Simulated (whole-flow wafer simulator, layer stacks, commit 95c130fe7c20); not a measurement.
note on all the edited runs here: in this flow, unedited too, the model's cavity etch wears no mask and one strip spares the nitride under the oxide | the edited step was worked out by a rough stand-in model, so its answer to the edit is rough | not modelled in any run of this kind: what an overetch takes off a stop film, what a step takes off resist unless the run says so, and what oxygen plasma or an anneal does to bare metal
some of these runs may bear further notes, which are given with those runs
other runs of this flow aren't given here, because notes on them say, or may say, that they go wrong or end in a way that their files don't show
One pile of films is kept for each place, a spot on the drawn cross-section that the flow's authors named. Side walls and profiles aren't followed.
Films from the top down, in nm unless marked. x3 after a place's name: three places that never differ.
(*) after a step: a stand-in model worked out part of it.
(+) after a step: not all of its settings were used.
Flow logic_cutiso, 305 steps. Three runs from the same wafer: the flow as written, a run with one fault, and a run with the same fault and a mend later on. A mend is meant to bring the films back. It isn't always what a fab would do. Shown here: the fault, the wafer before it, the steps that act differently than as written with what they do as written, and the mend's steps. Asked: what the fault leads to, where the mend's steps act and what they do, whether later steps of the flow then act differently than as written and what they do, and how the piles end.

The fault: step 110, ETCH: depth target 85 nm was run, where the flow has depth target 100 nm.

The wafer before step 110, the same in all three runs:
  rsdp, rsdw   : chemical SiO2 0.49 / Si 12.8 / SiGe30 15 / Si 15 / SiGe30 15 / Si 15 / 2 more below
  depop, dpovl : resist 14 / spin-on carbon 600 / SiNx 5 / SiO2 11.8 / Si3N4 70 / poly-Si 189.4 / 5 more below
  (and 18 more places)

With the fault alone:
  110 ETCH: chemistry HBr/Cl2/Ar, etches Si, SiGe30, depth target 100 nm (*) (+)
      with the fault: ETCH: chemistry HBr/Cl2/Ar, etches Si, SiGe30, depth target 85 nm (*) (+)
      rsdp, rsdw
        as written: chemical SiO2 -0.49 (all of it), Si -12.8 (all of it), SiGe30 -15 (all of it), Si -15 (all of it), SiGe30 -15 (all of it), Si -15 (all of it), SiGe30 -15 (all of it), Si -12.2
        with the fault: chemical SiO2 -0.49 (all of it), Si -12.8 (all of it), SiGe30 -15 (all of it), Si -15 (all of it), SiGe30 -15 (all of it), Si -15 (all of it), SiGe30 -12.2
  Later steps of the flow that act differently than as written (14 more steps differ only slightly, by at most 2% or 0.5 nm, whichever is larger, and aren't shown):
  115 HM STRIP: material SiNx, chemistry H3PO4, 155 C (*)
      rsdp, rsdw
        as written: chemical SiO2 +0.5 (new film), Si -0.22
        with the fault: chemical SiO2 +0.5 (new film), SiGe30 -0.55
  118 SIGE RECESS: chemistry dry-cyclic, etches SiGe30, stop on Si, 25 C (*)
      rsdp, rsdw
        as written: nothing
        with the fault: SiGe30 -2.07 (all of it)
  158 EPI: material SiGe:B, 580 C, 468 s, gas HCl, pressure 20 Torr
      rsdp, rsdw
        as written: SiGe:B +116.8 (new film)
        with the fault: SiGe:B +104.2 (new film)
  At the end the piles differ from the flow's by more than 2% or 0.5 nm, whichever is larger, at rsdp, rsdw.
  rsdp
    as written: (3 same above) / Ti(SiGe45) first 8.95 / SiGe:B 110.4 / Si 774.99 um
    with the fault: (3 same above) / Ti(SiGe45) first 8.95 / SiGe:B 97.7 / Si 775 um
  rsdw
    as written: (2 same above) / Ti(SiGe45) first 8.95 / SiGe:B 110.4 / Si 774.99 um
    with the fault: (2 same above) / Ti(SiGe45) first 8.95 / SiGe:B 97.7 / Si 775 um

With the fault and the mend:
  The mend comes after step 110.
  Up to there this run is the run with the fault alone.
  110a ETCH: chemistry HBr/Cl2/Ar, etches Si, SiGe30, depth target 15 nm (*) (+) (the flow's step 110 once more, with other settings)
      rsdp, rsdw
        SiGe30 -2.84 (all of it), Si -12.2
  No later step of the flow acts differently than as written at any place that is followed.
  At the end the piles are the same as the flow's at every place that both follow.
